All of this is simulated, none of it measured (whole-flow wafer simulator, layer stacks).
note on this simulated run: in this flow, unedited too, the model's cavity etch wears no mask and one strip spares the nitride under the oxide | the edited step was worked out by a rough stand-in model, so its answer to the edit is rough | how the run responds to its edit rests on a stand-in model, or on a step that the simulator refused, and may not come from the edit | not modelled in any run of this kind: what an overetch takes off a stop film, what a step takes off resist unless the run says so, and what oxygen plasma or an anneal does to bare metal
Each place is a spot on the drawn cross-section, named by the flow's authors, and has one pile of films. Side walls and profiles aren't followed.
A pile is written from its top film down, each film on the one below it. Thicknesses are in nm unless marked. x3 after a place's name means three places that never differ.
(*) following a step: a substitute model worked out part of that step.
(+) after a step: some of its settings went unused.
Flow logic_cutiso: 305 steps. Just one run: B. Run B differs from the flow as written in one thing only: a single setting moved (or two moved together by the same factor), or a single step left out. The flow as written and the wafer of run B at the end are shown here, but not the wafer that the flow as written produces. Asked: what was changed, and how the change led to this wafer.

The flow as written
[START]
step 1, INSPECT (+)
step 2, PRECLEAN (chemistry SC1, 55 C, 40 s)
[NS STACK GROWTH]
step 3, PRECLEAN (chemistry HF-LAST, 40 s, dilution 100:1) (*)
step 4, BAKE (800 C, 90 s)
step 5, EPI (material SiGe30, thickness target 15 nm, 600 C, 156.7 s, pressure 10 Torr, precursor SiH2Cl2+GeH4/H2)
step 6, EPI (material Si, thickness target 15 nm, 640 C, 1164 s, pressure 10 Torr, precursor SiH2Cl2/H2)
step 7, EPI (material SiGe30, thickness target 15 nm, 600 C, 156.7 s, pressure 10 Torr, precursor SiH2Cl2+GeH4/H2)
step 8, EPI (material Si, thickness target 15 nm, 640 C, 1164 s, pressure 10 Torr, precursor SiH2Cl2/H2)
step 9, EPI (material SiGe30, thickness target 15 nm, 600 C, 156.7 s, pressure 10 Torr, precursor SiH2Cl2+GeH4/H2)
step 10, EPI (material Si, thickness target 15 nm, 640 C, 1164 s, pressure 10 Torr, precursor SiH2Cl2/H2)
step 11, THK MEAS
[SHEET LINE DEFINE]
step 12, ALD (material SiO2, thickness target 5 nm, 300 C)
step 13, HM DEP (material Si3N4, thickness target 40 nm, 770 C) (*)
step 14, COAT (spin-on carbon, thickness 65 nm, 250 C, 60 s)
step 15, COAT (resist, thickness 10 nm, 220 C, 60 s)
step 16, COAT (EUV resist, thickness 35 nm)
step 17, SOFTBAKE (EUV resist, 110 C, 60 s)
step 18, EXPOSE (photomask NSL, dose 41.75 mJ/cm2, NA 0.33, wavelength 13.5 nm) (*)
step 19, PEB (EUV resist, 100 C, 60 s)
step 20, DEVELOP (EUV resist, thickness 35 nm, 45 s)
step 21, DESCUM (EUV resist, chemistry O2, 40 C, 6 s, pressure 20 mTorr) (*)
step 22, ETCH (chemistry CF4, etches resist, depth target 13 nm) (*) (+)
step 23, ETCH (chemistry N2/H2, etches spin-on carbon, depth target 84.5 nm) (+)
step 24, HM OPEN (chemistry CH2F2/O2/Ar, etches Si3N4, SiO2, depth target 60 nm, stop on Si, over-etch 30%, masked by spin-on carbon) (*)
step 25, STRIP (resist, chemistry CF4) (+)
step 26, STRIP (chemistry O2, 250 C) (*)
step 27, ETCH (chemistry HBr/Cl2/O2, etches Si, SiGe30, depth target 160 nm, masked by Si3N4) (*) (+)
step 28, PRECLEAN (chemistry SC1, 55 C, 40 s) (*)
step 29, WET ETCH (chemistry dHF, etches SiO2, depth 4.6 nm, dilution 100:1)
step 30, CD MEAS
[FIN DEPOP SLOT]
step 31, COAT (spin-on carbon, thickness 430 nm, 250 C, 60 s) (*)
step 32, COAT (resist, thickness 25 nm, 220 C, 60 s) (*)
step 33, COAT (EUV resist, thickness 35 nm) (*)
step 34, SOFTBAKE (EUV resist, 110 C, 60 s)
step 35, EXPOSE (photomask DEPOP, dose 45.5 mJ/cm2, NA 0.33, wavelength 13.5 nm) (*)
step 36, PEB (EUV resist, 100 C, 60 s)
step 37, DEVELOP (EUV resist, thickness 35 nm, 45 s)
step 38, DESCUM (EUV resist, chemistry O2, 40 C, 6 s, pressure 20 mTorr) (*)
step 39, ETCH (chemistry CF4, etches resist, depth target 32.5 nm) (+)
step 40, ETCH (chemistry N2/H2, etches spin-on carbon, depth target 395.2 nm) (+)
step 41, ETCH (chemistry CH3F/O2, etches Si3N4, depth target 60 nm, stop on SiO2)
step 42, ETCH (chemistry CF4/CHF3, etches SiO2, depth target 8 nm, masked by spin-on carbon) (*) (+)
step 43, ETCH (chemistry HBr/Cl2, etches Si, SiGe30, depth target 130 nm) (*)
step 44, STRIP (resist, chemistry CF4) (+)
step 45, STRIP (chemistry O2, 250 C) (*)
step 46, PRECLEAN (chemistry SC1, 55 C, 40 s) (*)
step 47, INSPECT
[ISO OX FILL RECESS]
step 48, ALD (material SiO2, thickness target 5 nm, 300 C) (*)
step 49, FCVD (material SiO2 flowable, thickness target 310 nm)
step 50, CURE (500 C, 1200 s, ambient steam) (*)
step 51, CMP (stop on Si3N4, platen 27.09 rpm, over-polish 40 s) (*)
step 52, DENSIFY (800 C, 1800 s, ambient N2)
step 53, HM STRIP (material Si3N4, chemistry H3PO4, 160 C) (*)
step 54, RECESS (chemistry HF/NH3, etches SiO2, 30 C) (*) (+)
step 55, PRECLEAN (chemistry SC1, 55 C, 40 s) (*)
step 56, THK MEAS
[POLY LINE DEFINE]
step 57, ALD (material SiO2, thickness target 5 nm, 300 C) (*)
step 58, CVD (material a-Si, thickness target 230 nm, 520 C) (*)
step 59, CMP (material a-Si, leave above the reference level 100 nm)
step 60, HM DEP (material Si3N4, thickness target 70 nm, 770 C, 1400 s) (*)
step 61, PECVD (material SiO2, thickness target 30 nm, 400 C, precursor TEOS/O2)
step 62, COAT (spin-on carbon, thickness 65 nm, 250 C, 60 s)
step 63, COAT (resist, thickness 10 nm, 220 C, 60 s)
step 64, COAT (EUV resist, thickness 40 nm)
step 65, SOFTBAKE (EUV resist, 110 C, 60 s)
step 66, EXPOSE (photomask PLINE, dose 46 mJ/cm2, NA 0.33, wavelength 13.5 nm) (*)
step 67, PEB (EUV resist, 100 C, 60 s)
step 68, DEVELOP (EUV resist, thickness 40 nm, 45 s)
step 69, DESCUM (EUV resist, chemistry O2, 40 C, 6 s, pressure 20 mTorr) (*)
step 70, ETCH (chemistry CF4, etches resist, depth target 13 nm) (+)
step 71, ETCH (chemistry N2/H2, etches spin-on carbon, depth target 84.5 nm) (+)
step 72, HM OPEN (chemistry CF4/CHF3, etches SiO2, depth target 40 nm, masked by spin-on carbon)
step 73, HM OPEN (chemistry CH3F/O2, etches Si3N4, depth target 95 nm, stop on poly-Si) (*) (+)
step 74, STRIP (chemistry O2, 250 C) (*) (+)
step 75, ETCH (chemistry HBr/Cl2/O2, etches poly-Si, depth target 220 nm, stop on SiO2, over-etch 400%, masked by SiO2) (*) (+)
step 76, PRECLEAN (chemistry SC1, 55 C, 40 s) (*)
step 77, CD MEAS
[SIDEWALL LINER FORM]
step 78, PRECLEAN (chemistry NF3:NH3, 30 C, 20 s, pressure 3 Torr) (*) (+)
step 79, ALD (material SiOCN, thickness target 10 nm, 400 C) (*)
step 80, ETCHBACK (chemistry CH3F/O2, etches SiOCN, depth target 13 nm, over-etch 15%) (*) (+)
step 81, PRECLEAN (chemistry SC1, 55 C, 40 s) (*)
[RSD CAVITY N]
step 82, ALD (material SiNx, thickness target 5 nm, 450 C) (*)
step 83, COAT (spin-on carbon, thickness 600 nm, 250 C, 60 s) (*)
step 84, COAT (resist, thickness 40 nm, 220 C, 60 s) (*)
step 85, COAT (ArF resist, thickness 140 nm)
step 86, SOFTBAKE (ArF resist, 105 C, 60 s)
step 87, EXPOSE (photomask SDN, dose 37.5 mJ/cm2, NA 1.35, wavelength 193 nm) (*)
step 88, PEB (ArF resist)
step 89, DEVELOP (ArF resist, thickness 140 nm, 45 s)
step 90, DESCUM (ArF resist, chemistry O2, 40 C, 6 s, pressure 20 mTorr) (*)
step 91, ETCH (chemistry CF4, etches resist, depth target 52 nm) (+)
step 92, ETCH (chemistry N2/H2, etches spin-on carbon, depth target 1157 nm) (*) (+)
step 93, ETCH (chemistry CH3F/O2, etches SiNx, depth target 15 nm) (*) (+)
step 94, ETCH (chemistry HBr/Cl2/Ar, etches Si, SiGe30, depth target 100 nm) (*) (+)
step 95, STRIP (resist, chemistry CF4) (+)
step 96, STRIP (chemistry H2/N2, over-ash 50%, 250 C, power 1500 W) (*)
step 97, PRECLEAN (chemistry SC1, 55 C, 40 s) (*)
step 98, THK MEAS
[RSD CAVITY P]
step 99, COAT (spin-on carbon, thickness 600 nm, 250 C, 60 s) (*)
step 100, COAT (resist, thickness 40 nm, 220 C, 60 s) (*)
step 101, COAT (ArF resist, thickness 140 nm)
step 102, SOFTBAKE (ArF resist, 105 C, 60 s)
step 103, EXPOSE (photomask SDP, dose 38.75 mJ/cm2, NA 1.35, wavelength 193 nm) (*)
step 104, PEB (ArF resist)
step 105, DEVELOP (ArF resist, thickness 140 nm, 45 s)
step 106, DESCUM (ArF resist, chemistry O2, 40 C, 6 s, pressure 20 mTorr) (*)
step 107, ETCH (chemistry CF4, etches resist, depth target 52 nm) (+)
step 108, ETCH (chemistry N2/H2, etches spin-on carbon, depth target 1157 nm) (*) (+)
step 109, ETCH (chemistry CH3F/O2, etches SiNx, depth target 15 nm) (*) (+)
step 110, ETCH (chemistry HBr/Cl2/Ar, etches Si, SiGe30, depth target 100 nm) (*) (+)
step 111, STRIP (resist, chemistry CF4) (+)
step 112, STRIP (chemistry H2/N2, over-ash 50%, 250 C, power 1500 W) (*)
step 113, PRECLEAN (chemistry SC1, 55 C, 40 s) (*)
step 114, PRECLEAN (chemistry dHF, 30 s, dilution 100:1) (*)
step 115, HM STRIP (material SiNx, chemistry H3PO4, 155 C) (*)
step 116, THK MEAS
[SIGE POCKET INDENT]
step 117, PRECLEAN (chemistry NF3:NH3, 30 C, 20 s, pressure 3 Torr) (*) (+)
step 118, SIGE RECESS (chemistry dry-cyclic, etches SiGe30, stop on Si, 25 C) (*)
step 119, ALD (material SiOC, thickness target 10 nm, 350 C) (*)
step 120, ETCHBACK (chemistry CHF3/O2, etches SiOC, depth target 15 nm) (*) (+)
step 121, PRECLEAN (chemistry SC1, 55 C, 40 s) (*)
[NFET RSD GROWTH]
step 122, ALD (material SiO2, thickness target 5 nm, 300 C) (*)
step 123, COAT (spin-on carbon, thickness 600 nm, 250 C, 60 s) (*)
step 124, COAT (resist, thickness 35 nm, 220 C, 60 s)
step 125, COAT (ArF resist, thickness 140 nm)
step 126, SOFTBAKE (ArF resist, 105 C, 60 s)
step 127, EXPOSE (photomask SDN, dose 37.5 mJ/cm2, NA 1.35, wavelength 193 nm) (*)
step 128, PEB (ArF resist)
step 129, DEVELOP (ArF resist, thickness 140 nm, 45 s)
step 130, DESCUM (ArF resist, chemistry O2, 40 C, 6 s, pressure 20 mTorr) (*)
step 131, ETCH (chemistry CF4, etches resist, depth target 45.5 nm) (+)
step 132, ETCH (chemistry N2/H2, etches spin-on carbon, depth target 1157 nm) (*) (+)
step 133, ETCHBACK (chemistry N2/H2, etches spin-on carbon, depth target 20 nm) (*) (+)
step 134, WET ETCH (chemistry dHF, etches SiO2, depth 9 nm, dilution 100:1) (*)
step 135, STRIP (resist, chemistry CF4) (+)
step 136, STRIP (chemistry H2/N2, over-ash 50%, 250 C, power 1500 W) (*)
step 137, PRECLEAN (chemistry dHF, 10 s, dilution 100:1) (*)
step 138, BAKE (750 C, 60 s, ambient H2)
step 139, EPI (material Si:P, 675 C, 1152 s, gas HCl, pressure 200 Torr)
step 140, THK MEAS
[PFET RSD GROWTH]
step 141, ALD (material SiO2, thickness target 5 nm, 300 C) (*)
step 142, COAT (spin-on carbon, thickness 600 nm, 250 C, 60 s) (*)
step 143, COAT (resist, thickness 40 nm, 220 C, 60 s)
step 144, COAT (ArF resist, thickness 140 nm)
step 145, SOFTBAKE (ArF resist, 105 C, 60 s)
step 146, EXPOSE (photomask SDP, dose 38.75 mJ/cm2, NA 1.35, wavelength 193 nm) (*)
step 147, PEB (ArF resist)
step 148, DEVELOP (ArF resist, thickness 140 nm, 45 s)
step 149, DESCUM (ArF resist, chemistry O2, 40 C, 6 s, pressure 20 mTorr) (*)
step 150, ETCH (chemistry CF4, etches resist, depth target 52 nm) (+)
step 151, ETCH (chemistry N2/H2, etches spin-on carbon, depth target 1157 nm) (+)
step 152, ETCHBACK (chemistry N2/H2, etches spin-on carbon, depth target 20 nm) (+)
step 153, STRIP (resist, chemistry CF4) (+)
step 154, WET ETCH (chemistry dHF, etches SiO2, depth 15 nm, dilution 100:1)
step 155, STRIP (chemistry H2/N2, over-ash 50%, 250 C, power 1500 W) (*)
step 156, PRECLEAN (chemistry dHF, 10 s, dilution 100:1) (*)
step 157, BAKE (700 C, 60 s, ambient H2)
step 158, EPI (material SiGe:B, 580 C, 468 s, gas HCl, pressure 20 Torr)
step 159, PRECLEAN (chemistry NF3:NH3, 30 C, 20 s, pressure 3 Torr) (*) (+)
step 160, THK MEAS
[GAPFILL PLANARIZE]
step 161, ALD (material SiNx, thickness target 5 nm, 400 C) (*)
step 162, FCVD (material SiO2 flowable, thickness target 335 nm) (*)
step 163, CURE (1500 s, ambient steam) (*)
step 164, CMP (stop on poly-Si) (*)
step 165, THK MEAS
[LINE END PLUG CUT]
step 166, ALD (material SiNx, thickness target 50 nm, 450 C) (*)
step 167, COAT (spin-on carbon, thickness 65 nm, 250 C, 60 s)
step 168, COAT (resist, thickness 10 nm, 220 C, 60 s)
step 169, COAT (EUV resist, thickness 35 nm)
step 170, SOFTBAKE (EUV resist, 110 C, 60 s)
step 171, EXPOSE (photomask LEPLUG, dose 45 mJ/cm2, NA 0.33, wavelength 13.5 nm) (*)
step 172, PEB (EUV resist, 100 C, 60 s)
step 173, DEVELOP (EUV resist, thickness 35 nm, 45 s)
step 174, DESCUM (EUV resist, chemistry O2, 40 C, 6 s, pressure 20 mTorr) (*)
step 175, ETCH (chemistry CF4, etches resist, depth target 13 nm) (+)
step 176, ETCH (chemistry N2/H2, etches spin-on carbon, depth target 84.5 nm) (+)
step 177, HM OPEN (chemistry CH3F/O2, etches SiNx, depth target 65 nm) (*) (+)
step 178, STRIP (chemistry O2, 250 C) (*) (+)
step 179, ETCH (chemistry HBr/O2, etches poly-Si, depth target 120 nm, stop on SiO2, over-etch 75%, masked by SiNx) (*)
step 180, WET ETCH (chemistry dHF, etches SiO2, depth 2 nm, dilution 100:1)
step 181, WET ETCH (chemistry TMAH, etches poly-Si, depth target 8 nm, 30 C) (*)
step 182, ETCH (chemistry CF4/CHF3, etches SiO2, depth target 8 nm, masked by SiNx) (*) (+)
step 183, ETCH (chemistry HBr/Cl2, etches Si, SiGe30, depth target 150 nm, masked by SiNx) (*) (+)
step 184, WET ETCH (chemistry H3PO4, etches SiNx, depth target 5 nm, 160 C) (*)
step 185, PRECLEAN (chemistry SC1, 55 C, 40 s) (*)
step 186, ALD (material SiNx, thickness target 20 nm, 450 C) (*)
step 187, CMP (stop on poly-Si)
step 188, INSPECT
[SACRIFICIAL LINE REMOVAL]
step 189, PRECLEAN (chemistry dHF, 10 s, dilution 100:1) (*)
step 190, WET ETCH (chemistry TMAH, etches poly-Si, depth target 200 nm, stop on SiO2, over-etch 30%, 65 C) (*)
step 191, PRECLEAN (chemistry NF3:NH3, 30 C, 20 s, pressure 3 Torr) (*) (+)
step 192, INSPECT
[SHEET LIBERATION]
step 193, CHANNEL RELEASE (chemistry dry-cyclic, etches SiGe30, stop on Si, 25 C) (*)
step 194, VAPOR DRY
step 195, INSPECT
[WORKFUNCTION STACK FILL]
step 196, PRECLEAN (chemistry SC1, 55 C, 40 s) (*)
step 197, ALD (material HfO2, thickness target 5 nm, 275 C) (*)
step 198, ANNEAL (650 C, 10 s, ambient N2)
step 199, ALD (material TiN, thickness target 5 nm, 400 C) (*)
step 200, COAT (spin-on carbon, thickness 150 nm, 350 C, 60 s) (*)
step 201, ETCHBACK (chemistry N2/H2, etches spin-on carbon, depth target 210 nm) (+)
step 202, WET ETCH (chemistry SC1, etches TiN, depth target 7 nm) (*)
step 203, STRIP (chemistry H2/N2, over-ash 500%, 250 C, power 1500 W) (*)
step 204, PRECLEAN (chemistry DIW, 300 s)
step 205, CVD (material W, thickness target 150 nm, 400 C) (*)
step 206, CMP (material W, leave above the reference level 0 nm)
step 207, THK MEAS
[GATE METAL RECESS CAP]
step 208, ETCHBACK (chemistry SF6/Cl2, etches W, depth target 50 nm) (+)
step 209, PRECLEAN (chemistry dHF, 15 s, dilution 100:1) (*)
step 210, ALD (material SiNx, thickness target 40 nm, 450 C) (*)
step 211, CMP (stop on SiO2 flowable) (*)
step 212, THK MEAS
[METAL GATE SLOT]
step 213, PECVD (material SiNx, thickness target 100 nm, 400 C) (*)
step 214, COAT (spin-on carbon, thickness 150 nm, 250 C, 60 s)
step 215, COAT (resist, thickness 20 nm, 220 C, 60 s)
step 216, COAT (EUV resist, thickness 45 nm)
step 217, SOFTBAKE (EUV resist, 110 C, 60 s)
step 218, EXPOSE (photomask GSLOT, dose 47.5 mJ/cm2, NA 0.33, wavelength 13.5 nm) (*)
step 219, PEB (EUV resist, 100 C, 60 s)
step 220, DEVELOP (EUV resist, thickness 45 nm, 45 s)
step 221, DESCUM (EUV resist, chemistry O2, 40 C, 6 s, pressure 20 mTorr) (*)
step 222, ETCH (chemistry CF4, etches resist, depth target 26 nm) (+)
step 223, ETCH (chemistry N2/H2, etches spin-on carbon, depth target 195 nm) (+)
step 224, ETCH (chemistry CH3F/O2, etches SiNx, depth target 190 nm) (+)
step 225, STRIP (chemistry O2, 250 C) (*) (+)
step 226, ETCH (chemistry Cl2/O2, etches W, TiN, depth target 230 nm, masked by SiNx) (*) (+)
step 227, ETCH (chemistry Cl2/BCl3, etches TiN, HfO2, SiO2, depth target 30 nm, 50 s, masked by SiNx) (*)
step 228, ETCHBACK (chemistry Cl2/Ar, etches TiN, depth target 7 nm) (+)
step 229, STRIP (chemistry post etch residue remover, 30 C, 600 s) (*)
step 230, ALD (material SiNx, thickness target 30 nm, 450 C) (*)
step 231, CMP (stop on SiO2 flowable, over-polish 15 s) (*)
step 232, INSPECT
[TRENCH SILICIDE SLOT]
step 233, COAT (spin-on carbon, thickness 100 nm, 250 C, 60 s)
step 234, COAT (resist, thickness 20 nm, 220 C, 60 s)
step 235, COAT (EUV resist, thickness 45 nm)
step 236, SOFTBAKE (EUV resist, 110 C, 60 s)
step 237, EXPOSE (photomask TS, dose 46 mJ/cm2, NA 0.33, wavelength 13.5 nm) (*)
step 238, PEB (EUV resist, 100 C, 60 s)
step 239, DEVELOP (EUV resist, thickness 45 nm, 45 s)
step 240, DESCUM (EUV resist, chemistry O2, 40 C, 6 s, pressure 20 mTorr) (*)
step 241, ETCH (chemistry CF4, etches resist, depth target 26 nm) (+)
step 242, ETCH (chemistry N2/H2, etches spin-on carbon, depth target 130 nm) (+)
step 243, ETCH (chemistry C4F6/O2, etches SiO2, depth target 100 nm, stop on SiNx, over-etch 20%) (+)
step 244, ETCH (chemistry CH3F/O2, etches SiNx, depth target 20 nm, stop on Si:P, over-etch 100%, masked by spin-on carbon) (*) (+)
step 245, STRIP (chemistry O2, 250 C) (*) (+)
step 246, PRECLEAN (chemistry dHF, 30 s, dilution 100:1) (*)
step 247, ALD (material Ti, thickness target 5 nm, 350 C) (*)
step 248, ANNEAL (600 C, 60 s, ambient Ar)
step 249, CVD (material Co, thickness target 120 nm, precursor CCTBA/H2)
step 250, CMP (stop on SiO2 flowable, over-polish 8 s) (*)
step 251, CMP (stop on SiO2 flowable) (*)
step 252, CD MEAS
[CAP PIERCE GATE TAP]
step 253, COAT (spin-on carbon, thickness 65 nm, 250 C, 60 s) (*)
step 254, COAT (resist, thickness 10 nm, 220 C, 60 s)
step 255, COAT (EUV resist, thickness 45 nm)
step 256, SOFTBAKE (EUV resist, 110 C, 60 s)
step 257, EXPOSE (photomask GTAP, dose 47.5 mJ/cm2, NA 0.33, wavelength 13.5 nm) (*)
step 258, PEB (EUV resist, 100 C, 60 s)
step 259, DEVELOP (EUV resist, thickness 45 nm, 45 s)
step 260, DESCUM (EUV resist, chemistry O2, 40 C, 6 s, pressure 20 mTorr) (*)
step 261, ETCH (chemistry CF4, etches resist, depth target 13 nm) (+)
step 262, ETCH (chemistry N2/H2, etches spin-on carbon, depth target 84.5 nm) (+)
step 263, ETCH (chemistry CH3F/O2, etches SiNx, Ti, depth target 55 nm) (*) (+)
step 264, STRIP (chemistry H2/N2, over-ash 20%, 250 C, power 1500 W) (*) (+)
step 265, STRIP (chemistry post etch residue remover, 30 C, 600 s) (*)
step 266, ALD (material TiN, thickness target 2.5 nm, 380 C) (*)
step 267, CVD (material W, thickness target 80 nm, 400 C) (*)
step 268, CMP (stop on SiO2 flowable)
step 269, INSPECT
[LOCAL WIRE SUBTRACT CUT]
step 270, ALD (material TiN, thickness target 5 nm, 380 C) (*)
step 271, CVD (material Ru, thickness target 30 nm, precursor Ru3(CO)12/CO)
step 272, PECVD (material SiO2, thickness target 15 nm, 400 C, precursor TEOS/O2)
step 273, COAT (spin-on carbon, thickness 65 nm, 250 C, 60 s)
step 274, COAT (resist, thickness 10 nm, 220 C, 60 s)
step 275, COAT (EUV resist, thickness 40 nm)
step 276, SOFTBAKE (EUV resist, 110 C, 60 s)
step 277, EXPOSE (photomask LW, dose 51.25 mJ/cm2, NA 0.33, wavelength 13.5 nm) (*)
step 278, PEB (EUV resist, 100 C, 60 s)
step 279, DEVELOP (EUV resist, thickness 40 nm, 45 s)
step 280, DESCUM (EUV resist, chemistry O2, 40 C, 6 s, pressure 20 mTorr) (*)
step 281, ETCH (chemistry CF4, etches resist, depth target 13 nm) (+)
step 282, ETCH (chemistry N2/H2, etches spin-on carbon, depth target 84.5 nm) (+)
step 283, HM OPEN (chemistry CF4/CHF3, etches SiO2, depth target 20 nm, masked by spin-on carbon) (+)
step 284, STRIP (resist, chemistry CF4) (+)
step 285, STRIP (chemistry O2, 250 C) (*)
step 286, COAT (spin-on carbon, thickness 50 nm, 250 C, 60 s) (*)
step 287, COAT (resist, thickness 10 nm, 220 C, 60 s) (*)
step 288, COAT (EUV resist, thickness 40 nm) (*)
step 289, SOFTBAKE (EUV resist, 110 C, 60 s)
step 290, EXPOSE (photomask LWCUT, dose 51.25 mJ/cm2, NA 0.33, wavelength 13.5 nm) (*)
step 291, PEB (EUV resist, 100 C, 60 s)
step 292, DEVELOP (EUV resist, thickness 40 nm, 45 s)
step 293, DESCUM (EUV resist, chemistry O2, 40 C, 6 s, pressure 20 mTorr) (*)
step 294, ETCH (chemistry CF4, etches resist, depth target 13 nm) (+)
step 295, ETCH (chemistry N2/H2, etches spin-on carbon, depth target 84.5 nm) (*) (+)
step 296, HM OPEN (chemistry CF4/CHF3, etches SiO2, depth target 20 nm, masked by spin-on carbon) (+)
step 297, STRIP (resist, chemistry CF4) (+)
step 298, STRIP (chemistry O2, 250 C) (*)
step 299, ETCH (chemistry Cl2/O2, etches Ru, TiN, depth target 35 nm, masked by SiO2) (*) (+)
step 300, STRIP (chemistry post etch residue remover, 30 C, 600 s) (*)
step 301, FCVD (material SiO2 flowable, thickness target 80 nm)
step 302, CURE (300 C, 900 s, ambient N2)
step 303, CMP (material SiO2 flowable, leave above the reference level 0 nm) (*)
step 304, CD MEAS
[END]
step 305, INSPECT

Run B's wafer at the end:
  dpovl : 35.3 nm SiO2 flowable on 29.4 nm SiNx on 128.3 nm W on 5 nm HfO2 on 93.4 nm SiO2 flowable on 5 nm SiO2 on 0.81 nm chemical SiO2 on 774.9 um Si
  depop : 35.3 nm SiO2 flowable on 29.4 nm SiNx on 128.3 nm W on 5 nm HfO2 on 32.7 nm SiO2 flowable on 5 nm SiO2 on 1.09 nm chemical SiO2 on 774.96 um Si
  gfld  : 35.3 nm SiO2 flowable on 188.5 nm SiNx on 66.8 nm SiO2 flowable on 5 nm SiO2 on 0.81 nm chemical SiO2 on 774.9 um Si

What caused this: step 27, ETCH: depth target 188 nm was run, whereas the flow has depth target 160 nm.

Step by step, how the change led to this:
  step 27, ETCH (chemistry HBr/Cl2/O2, etches Si, SiGe30, depth target 160 nm, masked by Si3N4) (*) (+)
      depop, gl, glp and 12 more: Si3N4 loses 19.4 (in the flow as written it would be: Si3N4 loses 16.8)
      gfld, gxf, iso, lnri: chemical SiO2 loses 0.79 (all of it), Si loses 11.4 (all of it), SiGe30 loses 15 (all of it), Si loses 15 (all of it), SiGe30 loses 15 (all of it), Si loses 15 (all of it), SiGe30 loses 15 (all of it), Si loses 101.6 (in the flow as written it would be: chemical SiO2 loses 0.79 (all of it), Si loses 11.4 (all of it), SiGe30 loses 15 (all of it), Si loses 15 (all of it), SiGe30 loses 15 (all of it), Si loses 15 (all of it), SiGe30 loses 15 (all of it), Si loses 73.6)
      (and at 3 other places as well)
  step 31, COAT (spin-on carbon, thickness 430 nm, 250 C, 60 s) (*)
      depop, ns: spin-on carbon gains 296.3 (new film) (in the flow as written it would be: spin-on carbon gains 312 (new film))
      gfld: spin-on carbon gains 588.7 (new film) (in the flow as written it would be: spin-on carbon gains 570.2 (new film))
      (and at 3 other places as well)
  step 40, ETCH (chemistry N2/H2, etches spin-on carbon, depth target 395.2 nm) (+)
      depop: spin-on carbon loses 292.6 (all of it), Si3N4 loses 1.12 (in the flow as written it would be: spin-on carbon loses 308.2 (all of it), Si3N4 loses 0.95)
  step 41, ETCH (chemistry CH3F/O2, etches Si3N4, depth target 60 nm, stop on SiO2)
      gfld, gl, glp and 17 more: resist loses 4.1 (in the flow as written it would be: resist loses 4.65)
      depop: Si3N4 loses 19.5 (all of it), SiO2 loses 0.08 (in the flow as written it would be: Si3N4 loses 22.2 (all of it), SiO2 loses 0.08)
      (and at 1 other place as well)
  step 42, ETCH (chemistry CF4/CHF3, etches SiO2, depth target 8 nm, masked by spin-on carbon) (*) (+)
      gxf: resist loses 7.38 (in the flow as written it would be: resist loses 7.42 (all of it))
      gxn: resist loses 7.38 (in the flow as written it would be: resist loses 7.31 (all of it))
      (and at 8 other places as well)
  step 43, ETCH (chemistry HBr/Cl2, etches Si, SiGe30, depth target 130 nm) (*)
      gxf: resist loses 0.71 (all of it), spin-on carbon loses 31 (in the flow as written it would be: spin-on carbon loses 32)
      gxn: resist loses 0.58 (all of it), spin-on carbon loses 31.2 (in the flow as written it would be: spin-on carbon loses 32)
      (and at 5 other places as well)
  step 45, STRIP (chemistry O2, 250 C) (*)
      gfld, lnri: chemical SiO2 gains 0.82 (new film), spin-on carbon loses 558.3 (all of it), Si loses 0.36 (in the flow as written it would be: chemical SiO2 gains 0.82 (new film), spin-on carbon loses 538.7 (all of it), Si loses 0.36)
      dpovl: chemical SiO2 gains 0.82 (new film), spin-on carbon loses 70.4 (all of it), Si loses 0.36 (in the flow as written it would be: chemical SiO2 gains 0.82 (new film), spin-on carbon loses 59.3 (all of it), Si loses 0.36)
      (and at 5 other places as well)
  step 49, FCVD (material SiO2 flowable, thickness target 310 nm)
      gl, glp, gxn and 10 more: SiO2 flowable gains 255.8 (new film) (in the flow as written it would be: SiO2 flowable gains 262.2 (new film))
      gfld, gxf, iso, lnri: SiO2 flowable gains 473 (new film) (in the flow as written it would be: SiO2 flowable gains 453.9 (new film))
      (and at 5 other places as well)
  step 51, CMP (stop on Si3N4, platen 27.09 rpm, over-polish 40 s) (*)
      gxn, gxp: SiO2 flowable loses 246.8 (all of it), SiO2 loses 5 (all of it), Si3N4 loses 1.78 (in the flow as written it would be: SiO2 flowable loses 253 (all of it), SiO2 loses 5 (all of it), Si3N4 loses 1.78)
      iso, lnri: SiO2 flowable loses 253.2 (in the flow as written it would be: SiO2 flowable loses 259.5)
      (and at 18 other places as well)
  step 52, DENSIFY (800 C, 1800 s, ambient N2)
      gfld, gxf, iso, lnri: SiO2 flowable loses 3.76 (in the flow as written it would be: SiO2 flowable loses 3.15)
  step 53, HM STRIP (material Si3N4, chemistry H3PO4, 160 C) (*)
      gl, glp, gxn and 11 more: Si3N4 loses 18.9 (all of it), SiO2 loses 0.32 (in the flow as written it would be: Si3N4 loses 21.4 (all of it), SiO2 loses 0.36)
  step 54, RECESS (chemistry HF/NH3, etches SiO2, 30 C) (*) (+)
      gfld, gxf, iso, lnri: SiO2 flowable loses 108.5 (in the flow as written it would be: SiO2 flowable loses 111.4)
      depop: SiO2 flowable loses 109.6 (in the flow as written it would be: SiO2 flowable loses 111.9)
      (and at 3 other places as well)
